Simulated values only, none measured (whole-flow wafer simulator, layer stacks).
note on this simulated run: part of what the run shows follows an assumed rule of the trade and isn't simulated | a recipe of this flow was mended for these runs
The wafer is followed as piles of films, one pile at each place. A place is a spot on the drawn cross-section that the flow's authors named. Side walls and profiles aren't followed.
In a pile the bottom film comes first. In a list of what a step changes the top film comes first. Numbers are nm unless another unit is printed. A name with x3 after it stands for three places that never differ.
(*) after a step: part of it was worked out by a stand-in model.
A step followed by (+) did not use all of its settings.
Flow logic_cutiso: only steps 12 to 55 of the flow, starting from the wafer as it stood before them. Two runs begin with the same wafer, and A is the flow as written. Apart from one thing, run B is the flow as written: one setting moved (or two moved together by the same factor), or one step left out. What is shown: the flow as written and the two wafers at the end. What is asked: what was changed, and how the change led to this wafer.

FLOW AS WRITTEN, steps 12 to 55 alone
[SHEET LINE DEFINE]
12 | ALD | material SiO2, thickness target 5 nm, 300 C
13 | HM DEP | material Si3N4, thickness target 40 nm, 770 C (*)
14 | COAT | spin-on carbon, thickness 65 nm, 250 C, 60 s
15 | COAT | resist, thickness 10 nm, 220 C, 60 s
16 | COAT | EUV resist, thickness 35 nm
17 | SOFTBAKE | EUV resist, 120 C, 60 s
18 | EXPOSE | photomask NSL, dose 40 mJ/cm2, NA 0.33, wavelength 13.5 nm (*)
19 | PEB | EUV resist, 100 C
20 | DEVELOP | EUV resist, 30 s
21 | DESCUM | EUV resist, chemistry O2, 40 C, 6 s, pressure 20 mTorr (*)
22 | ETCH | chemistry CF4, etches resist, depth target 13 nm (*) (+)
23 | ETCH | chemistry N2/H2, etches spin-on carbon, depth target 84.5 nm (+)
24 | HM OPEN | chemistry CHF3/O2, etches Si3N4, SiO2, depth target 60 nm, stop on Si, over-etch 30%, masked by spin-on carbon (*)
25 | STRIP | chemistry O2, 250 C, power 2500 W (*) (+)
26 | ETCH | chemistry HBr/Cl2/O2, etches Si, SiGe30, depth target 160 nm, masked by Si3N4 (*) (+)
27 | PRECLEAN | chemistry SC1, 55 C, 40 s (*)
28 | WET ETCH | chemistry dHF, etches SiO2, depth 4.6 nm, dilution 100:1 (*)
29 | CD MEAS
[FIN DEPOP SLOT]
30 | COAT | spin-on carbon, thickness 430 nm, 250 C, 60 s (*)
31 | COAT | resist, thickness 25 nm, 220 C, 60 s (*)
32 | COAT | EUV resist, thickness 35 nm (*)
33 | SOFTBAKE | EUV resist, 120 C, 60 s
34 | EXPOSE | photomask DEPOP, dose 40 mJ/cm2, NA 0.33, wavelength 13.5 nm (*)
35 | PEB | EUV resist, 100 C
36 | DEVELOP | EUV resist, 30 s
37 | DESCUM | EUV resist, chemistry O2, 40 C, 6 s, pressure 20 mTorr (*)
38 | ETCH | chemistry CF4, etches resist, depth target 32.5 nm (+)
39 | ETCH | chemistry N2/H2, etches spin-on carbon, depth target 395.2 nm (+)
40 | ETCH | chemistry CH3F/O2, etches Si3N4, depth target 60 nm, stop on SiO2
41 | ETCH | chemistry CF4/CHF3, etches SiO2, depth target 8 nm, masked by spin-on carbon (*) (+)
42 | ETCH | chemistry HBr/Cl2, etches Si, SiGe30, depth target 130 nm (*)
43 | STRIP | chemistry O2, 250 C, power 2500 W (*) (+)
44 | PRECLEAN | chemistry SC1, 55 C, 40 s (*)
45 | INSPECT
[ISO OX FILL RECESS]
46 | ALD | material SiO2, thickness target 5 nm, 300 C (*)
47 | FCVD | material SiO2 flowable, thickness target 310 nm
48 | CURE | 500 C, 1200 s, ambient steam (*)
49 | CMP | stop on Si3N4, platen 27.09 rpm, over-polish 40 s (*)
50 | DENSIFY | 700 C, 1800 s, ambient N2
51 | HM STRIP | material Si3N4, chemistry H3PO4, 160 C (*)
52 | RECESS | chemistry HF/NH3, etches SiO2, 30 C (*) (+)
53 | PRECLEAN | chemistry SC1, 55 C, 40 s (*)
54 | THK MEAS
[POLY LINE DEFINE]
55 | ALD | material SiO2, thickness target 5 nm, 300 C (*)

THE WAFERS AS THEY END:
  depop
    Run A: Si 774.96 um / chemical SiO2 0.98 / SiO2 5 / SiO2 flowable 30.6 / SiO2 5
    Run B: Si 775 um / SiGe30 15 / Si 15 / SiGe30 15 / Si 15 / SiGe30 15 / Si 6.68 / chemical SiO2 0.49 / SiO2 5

Cause: step 41, ETCH: depth target 4 nm was run, whereas the flow has depth target 8 nm.

Step by step, how the change led to this:
  41 | ETCH | chemistry CF4/CHF3, etches SiO2, depth target 8 nm, masked by spin-on carbon (*) (+)
      depop: A -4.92 SiO2 (all of it), -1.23 Si | B -4 SiO2
      gfld: A -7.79 resist (all of it), -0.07 spin-on carbon | B -4 resist
      (and at 20 other places as well)
  42 | ETCH | chemistry HBr/Cl2, etches Si, SiGe30, depth target 130 nm (*)
      depop: A -13.8 Si (all of it), -15 SiGe30 (all of it), -15 Si (all of it), -15 SiGe30 (all of it), -15 Si (all of it), -15 SiGe30 (all of it), -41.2 Si | B -0.92 SiO2 (all of it), -6.72 Si
      gfld: A -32 spin-on carbon | B -3.79 resist (all of it), -26.7 spin-on carbon
      (and at 19 other places as well)
  43 | STRIP | chemistry O2, 250 C, power 2500 W (*) (+)
      dpovl: A +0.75 chemical SiO2 (new film), -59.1 spin-on carbon (all of it), -0.33 Si | B +0.75 chemical SiO2 (new film), -60.4 spin-on carbon (all of it), -0.33 Si
  47 | FCVD | material SiO2 flowable, thickness target 310 nm
      dpovl, isow, nsgap: A +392 SiO2 flowable (new film) | B +405 SiO2 flowable (new film)
      depop: A +359.8 SiO2 flowable (new film) | B +248.3 SiO2 flowable (new film)
      (and at 1 other place as well)
  49 | CMP | stop on Si3N4, platen 27.09 rpm, over-polish 40 s (*)
      depop: A -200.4 SiO2 flowable | B -213.2 SiO2 flowable
      dpovl: A -200.3 SiO2 flowable | B -213.1 SiO2 flowable
      (and at 3 other places as well)
  52 | RECESS | chemistry HF/NH3, etches SiO2, 30 C (*) (+)
      depop: A -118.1 SiO2 flowable | B -24.7 SiO2 flowable (all of it), -5 SiO2 (all of it), -0.98 chemical SiO2 (all of it)
  53 | PRECLEAN | chemistry SC1, 55 C, 40 s (*)
      depop: A -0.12 SiO2 flowable | B +0.49 chemical SiO2 (new film), -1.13 Si
